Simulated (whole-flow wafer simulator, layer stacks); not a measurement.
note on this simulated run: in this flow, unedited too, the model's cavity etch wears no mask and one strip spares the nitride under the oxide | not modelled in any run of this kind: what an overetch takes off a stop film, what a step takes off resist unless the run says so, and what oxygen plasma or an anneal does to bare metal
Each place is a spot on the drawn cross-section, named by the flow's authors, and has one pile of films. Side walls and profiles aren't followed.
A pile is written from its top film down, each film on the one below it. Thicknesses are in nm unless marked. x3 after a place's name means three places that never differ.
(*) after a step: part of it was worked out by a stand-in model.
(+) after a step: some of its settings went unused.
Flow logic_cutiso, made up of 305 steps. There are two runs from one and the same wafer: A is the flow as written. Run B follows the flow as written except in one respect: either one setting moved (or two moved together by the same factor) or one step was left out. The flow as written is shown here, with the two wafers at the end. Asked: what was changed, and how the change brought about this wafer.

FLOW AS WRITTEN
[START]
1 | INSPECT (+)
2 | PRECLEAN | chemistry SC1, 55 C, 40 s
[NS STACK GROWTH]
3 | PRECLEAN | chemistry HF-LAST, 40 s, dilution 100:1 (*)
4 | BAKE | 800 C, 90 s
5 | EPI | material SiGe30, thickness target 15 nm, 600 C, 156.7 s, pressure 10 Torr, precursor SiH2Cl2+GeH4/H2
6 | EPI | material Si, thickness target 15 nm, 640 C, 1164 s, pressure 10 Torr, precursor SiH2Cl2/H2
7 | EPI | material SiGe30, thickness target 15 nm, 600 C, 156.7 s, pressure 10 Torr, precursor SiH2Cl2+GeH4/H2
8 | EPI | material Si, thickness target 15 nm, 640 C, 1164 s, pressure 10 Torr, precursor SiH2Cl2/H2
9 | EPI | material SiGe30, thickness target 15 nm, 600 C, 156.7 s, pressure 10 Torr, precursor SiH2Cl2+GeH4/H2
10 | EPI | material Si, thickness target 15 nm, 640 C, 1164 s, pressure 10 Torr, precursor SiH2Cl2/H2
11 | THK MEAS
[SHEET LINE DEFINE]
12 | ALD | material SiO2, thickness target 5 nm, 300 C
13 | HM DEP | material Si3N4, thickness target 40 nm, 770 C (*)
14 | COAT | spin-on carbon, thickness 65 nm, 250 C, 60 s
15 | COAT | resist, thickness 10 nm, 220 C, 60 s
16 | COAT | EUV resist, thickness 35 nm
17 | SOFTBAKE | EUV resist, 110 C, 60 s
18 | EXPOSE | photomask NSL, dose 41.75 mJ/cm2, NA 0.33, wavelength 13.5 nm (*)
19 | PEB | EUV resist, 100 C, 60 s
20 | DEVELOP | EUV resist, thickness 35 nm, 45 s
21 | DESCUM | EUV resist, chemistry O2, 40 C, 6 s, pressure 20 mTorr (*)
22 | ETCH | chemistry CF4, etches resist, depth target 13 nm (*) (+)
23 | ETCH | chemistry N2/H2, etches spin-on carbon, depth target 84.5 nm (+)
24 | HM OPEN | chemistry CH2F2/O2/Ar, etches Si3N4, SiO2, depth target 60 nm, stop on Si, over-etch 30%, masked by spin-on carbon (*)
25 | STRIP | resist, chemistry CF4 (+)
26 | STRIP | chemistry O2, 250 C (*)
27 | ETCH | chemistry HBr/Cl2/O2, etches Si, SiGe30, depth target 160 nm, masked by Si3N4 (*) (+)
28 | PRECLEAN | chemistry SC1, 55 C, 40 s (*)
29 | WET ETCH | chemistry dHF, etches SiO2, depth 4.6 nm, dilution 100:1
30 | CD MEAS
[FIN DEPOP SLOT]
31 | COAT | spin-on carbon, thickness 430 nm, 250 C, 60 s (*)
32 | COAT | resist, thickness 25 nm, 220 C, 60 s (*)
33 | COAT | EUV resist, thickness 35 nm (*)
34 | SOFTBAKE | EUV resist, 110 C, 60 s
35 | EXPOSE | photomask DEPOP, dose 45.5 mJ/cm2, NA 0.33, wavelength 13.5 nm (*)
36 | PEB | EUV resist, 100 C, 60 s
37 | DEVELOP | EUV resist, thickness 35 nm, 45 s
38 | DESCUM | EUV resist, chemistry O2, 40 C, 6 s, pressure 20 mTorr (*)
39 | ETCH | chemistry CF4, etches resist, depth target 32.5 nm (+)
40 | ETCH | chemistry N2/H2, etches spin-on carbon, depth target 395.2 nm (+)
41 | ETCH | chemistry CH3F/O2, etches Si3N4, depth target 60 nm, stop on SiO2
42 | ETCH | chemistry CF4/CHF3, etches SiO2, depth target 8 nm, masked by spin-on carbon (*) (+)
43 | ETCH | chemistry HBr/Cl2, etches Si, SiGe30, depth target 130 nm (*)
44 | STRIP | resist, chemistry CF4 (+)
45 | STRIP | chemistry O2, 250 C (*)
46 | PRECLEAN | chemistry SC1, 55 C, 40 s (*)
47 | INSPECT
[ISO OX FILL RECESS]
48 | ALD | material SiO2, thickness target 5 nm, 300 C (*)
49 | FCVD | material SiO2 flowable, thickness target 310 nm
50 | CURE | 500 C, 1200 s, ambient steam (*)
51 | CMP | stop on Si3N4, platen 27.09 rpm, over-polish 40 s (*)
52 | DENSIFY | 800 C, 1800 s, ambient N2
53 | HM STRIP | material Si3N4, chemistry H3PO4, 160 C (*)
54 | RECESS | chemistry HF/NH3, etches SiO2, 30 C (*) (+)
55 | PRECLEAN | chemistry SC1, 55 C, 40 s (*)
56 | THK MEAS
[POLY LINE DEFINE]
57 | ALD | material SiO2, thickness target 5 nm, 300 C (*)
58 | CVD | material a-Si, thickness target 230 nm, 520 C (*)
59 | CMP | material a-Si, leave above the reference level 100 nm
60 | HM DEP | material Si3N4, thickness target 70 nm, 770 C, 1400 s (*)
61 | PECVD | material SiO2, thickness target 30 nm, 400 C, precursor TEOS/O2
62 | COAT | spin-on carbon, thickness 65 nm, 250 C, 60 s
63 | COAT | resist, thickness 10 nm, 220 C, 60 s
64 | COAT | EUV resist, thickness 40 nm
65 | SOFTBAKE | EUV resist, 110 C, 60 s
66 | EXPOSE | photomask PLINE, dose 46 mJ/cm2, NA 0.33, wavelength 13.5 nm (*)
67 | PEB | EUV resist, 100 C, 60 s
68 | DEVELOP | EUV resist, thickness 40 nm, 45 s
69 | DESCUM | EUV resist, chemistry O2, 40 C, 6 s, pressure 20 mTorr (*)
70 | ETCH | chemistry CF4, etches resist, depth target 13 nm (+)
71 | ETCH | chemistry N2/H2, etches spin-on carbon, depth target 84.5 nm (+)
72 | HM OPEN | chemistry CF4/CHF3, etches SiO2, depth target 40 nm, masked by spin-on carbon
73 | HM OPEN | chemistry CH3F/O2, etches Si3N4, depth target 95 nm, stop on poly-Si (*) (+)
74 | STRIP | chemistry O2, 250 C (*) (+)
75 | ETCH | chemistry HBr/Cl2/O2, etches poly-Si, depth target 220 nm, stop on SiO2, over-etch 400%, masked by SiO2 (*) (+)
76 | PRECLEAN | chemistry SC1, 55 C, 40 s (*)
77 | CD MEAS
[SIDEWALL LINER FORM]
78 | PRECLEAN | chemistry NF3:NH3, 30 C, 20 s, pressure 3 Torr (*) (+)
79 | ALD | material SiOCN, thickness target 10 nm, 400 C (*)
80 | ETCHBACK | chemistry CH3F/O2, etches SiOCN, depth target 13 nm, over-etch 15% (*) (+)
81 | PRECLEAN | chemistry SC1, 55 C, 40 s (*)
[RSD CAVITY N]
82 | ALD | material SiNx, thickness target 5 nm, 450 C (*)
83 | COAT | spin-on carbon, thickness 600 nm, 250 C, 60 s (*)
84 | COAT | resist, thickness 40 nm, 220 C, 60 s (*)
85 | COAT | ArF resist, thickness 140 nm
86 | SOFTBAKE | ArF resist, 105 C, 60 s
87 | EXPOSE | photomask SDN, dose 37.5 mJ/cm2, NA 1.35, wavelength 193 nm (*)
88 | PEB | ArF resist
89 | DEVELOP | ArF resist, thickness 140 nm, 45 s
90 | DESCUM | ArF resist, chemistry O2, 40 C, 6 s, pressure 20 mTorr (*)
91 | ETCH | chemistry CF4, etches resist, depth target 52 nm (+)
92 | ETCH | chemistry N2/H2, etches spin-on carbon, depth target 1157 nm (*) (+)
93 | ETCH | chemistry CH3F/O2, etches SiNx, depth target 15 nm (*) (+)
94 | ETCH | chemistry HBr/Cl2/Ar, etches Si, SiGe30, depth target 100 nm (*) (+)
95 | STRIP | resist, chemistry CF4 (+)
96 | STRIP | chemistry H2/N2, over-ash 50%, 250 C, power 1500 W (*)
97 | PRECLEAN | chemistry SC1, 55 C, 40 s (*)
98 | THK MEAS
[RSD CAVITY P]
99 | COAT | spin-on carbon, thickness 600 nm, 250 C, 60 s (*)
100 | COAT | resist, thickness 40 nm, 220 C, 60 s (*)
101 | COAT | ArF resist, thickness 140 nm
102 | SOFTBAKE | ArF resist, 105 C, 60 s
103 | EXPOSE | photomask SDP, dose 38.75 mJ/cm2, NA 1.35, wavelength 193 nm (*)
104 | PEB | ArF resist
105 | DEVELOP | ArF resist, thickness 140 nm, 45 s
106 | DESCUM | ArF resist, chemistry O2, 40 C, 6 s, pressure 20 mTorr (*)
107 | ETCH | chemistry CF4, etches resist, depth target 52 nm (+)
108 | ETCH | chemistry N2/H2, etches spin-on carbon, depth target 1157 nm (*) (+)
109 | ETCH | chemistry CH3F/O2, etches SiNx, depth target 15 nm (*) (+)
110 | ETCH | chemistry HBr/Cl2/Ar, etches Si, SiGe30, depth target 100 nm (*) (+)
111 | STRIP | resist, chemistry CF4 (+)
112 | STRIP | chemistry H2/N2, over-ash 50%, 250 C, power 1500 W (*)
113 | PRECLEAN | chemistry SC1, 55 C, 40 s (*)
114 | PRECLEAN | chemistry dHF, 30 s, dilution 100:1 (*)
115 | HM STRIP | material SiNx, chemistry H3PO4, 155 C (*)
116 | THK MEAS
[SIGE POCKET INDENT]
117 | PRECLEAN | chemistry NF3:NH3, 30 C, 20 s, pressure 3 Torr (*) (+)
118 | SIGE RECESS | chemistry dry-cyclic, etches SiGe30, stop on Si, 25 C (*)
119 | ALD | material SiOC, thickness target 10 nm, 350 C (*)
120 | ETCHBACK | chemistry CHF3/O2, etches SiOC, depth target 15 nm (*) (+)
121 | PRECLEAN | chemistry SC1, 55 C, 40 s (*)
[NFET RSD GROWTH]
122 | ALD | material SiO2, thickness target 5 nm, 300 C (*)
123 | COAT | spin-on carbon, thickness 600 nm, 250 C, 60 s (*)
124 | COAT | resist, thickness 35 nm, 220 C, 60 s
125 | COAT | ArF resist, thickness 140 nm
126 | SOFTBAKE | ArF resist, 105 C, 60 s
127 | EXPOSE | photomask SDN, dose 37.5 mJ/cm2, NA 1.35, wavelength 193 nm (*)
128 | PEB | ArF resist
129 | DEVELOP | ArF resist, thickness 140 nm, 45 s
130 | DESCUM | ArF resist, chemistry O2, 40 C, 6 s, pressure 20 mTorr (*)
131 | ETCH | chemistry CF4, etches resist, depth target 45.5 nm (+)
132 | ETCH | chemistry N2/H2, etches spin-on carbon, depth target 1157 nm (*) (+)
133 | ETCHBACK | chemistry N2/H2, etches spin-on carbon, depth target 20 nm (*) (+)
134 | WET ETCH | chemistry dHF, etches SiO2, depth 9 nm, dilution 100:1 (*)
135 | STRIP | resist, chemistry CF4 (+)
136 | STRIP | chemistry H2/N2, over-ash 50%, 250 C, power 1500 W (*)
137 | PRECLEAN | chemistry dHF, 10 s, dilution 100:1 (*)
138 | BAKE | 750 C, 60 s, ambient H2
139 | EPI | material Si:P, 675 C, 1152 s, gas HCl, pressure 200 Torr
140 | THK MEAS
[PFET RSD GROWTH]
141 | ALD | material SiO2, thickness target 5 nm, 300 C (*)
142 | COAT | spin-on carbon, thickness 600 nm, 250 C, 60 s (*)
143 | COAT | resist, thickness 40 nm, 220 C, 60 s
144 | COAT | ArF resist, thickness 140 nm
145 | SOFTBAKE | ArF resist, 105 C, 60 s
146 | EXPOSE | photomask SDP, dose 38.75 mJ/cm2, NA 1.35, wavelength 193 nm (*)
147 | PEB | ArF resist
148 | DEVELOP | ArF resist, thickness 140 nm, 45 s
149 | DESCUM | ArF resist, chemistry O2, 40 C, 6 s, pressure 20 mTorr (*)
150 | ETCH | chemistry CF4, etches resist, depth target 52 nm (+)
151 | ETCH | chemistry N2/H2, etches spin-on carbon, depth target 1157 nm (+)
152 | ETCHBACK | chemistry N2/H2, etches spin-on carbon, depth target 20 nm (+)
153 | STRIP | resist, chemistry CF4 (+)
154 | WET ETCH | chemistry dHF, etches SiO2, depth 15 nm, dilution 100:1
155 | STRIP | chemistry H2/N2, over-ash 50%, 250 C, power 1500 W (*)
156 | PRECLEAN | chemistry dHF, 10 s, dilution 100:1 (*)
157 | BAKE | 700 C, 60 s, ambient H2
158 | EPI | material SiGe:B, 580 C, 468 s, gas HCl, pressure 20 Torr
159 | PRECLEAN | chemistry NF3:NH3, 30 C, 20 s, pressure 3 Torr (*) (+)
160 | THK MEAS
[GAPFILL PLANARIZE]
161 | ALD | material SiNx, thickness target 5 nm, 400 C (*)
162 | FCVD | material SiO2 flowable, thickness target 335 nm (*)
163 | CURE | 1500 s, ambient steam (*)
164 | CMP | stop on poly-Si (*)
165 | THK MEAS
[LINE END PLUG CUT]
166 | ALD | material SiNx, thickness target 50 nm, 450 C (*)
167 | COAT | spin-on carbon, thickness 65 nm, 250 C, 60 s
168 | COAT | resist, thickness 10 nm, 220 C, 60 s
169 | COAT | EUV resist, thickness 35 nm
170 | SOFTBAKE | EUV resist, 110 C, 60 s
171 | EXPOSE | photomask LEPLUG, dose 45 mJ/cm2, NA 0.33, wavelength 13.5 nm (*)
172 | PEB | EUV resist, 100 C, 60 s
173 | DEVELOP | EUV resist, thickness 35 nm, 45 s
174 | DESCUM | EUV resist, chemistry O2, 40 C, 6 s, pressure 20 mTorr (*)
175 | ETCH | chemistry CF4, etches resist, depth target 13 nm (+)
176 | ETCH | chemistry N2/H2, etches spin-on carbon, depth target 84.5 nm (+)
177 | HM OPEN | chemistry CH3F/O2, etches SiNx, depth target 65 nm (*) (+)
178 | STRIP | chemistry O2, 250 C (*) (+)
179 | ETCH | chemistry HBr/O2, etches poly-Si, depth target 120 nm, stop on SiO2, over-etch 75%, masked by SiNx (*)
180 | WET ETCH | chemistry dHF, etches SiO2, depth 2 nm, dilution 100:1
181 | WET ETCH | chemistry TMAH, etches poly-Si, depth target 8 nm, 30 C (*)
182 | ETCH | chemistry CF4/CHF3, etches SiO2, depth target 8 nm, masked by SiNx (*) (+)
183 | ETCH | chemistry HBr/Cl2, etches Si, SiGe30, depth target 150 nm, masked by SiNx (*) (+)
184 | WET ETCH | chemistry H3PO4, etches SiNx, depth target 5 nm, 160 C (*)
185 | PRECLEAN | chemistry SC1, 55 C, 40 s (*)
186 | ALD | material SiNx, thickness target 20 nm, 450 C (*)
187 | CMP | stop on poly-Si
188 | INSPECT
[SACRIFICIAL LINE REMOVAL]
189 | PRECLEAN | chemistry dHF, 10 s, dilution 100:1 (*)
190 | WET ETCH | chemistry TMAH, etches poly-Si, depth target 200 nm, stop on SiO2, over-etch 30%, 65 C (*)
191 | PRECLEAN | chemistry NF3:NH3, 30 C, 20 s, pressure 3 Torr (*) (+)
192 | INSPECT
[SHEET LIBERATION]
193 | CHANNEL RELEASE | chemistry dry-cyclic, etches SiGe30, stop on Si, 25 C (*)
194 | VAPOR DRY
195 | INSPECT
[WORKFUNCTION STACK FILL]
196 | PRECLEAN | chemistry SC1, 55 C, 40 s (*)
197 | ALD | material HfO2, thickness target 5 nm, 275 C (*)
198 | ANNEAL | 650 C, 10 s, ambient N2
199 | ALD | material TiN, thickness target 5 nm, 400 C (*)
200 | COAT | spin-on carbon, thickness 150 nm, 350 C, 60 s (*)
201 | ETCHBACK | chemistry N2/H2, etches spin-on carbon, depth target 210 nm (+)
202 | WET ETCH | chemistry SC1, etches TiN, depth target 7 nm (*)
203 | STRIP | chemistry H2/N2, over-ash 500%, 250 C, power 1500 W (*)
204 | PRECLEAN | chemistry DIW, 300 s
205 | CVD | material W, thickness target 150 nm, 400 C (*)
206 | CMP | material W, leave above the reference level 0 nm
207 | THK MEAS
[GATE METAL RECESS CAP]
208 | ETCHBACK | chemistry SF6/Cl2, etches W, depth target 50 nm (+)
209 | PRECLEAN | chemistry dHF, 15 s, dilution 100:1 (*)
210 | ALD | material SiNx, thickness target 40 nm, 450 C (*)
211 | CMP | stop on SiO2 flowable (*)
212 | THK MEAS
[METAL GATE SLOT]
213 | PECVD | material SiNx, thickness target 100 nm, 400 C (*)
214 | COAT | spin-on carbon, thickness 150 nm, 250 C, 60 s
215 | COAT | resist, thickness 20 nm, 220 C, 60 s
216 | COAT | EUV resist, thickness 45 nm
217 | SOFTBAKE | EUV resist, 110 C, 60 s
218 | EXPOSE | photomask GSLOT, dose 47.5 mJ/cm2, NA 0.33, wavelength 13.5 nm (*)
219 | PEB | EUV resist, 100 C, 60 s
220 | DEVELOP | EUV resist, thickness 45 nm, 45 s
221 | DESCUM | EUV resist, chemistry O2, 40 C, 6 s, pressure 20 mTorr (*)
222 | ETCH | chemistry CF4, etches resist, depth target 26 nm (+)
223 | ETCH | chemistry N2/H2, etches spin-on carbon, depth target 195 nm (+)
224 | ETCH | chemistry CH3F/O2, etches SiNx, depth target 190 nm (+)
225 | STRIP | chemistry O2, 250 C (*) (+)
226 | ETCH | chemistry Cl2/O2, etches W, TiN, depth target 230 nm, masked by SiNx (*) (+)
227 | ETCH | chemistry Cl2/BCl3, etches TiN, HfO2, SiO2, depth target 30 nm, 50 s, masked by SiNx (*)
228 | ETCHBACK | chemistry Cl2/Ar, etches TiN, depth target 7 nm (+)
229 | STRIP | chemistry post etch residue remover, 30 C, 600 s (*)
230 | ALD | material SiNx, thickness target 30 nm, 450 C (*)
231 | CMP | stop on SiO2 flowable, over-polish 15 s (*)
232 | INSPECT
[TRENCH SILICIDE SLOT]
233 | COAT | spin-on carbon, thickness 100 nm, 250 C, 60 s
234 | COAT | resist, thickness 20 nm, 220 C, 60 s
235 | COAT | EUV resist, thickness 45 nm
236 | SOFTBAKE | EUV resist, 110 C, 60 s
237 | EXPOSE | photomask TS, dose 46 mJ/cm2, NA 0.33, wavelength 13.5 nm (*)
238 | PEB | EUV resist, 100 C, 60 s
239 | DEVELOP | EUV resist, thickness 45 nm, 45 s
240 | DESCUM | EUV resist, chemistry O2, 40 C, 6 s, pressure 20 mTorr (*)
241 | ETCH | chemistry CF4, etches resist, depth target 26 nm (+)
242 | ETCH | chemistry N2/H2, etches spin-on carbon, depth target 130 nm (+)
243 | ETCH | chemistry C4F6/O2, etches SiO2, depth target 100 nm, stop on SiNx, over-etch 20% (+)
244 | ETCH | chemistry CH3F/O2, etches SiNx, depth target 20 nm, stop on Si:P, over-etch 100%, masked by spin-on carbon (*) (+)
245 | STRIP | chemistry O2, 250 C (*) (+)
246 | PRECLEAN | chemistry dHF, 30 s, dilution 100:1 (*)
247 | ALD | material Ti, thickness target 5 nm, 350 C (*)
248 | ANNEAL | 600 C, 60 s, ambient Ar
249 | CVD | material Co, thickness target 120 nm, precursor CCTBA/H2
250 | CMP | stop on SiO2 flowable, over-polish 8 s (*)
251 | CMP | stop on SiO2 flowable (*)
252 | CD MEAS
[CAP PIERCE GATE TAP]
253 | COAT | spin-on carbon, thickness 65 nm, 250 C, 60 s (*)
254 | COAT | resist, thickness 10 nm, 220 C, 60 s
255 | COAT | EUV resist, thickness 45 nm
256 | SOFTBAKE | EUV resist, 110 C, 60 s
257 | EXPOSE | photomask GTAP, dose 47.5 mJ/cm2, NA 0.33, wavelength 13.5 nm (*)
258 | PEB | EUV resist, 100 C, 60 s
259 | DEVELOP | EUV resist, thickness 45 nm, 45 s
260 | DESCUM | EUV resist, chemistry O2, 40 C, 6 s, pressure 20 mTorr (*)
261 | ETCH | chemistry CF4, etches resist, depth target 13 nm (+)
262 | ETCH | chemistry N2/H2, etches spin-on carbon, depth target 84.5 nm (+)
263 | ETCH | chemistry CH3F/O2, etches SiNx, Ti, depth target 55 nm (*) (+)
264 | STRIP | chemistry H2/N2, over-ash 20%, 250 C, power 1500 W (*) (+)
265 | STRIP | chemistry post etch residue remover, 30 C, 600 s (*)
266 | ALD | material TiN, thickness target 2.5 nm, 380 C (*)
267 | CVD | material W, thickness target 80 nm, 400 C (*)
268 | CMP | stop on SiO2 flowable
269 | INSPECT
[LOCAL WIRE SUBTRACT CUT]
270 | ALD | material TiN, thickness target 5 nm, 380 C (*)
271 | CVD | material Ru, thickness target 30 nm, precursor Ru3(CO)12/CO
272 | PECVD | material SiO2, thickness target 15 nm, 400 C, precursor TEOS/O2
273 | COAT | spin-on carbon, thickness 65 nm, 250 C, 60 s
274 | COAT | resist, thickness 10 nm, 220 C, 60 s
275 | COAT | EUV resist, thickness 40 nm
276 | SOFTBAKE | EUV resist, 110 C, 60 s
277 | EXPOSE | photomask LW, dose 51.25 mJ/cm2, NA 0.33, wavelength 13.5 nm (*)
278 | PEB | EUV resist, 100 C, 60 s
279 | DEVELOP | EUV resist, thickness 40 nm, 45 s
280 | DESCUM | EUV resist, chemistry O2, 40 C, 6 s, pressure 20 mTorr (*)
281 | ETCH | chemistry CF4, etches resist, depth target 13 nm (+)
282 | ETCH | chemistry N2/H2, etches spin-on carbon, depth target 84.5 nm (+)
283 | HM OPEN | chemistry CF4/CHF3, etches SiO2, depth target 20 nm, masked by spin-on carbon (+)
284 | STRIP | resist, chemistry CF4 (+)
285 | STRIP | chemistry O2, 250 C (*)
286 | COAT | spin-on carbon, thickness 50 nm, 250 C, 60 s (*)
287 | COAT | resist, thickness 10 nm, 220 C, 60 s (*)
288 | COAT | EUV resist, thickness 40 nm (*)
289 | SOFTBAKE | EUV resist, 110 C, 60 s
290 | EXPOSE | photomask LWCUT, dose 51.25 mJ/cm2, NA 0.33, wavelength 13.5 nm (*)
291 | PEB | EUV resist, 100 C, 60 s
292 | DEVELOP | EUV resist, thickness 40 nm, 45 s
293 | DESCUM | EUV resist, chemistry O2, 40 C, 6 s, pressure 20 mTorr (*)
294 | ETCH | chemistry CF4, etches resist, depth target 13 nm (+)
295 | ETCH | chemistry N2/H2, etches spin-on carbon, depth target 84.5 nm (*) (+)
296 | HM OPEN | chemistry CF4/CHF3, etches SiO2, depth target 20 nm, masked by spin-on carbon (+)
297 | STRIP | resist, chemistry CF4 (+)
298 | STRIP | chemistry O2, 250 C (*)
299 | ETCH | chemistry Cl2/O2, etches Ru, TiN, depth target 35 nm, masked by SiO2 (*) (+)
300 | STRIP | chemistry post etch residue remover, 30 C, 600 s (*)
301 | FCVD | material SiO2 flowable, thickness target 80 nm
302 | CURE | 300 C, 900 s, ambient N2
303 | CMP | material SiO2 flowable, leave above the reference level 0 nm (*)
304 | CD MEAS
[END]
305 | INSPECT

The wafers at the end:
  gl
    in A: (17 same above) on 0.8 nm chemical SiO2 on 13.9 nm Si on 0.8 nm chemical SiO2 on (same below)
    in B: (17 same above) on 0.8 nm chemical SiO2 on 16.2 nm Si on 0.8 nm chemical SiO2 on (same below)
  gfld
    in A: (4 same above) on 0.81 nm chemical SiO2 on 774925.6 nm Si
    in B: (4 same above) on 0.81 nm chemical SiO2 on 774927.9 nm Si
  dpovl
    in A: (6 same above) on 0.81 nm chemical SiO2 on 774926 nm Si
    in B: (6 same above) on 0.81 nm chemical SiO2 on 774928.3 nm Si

What caused this: step 6, EPI: 1339 s was run, whereas the flow has 1164 s.

Step by step, how the change led to this:
  6 | EPI | material Si, thickness target 15 nm, 640 C, 1164 s, pressure 10 Torr, precursor SiH2Cl2/H2
      depop, dpovl, gfld and 19 more: A Si gains 15 (new film) | B Si gains 17.3 (new film)
  27 | ETCH | chemistry HBr/Cl2/O2, etches Si, SiGe30, depth target 160 nm, masked by Si3N4 (*) (+)
      gfld, gxf, iso, lnri: A chemical SiO2 loses 0.79 (all of it), Si loses 11.4 (all of it), SiGe30 loses 15 (all of it), Si loses 15 (all of it), SiGe30 loses 15 (all of it), Si loses 15 (all of it), SiGe30 loses 15 (all of it), Si loses 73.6 | B chemical SiO2 loses 0.79 (all of it), Si loses 11.4 (all of it), SiGe30 loses 15 (all of it), Si loses 15 (all of it), SiGe30 loses 15 (all of it), Si loses 17.3 (all of it), SiGe30 loses 15 (all of it), Si loses 71.4
      dpovl, nsgap: A chemical SiO2 loses 0.79 (all of it), Si loses 11.8 (all of it), SiGe30 loses 15 (all of it), Si loses 15 (all of it), SiGe30 loses 15 (all of it), Si loses 15 (all of it), SiGe30 loses 15 (all of it), Si loses 73.2 | B chemical SiO2 loses 0.79 (all of it), Si loses 11.8 (all of it), SiGe30 loses 15 (all of it), Si loses 15 (all of it), SiGe30 loses 15 (all of it), Si loses 17.3 (all of it), SiGe30 loses 15 (all of it), Si loses 71
      (as well as at 1 more place)
  43 | ETCH | chemistry HBr/Cl2, etches Si, SiGe30, depth target 130 nm (*)
      depop: A Si loses 14 (all of it), SiGe30 loses 15 (all of it), Si loses 15 (all of it), SiGe30 loses 15 (all of it), Si loses 15 (all of it), SiGe30 loses 15 (all of it), Si loses 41 | B Si loses 14 (all of it), SiGe30 loses 15 (all of it), Si loses 15 (all of it), SiGe30 loses 15 (all of it), Si loses 17.3 (all of it), SiGe30 loses 15 (all of it), Si loses 38.7
  94 | ETCH | chemistry HBr/Cl2/Ar, etches Si, SiGe30, depth target 100 nm (*) (+)
      rsdn, rsdx: A chemical SiO2 loses 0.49 (all of it), Si loses 12.8 (all of it), SiGe30 loses 15 (all of it), Si loses 15 (all of it), SiGe30 loses 15 (all of it), Si loses 15 (all of it), SiGe30 loses 15 (all of it), Si loses 12.2 | B chemical SiO2 loses 0.49 (all of it), Si loses 12.8 (all of it), SiGe30 loses 15 (all of it), Si loses 15 (all of it), SiGe30 loses 15 (all of it), Si loses 17.3 (all of it), SiGe30 loses 15 (all of it), Si loses 9.91
  110 | ETCH | chemistry HBr/Cl2/Ar, etches Si, SiGe30, depth target 100 nm (*) (+)
      rsdp, rsdw: A chemical SiO2 loses 0.49 (all of it), Si loses 12.8 (all of it), SiGe30 loses 15 (all of it), Si loses 15 (all of it), SiGe30 loses 15 (all of it), Si loses 15 (all of it), SiGe30 loses 15 (all of it), Si loses 12.2 | B chemical SiO2 loses 0.49 (all of it), Si loses 12.8 (all of it), SiGe30 loses 15 (all of it), Si loses 15 (all of it), SiGe30 loses 15 (all of it), Si loses 17.3 (all of it), SiGe30 loses 15 (all of it), Si loses 9.91
  183 | ETCH | chemistry HBr/Cl2, etches Si, SiGe30, depth target 150 nm, masked by SiNx (*) (+)
      plug: A Si loses 13.6 (all of it), SiGe30 loses 15 (all of it), Si loses 15 (all of it), SiGe30 loses 15 (all of it), Si loses 15 (all of it), SiGe30 loses 15 (all of it), Si loses 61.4 | B Si loses 13.6 (all of it), SiGe30 loses 15 (all of it), Si loses 15 (all of it), SiGe30 loses 15 (all of it), Si loses 17.3 (all of it), SiGe30 loses 15 (all of it), Si loses 59.2
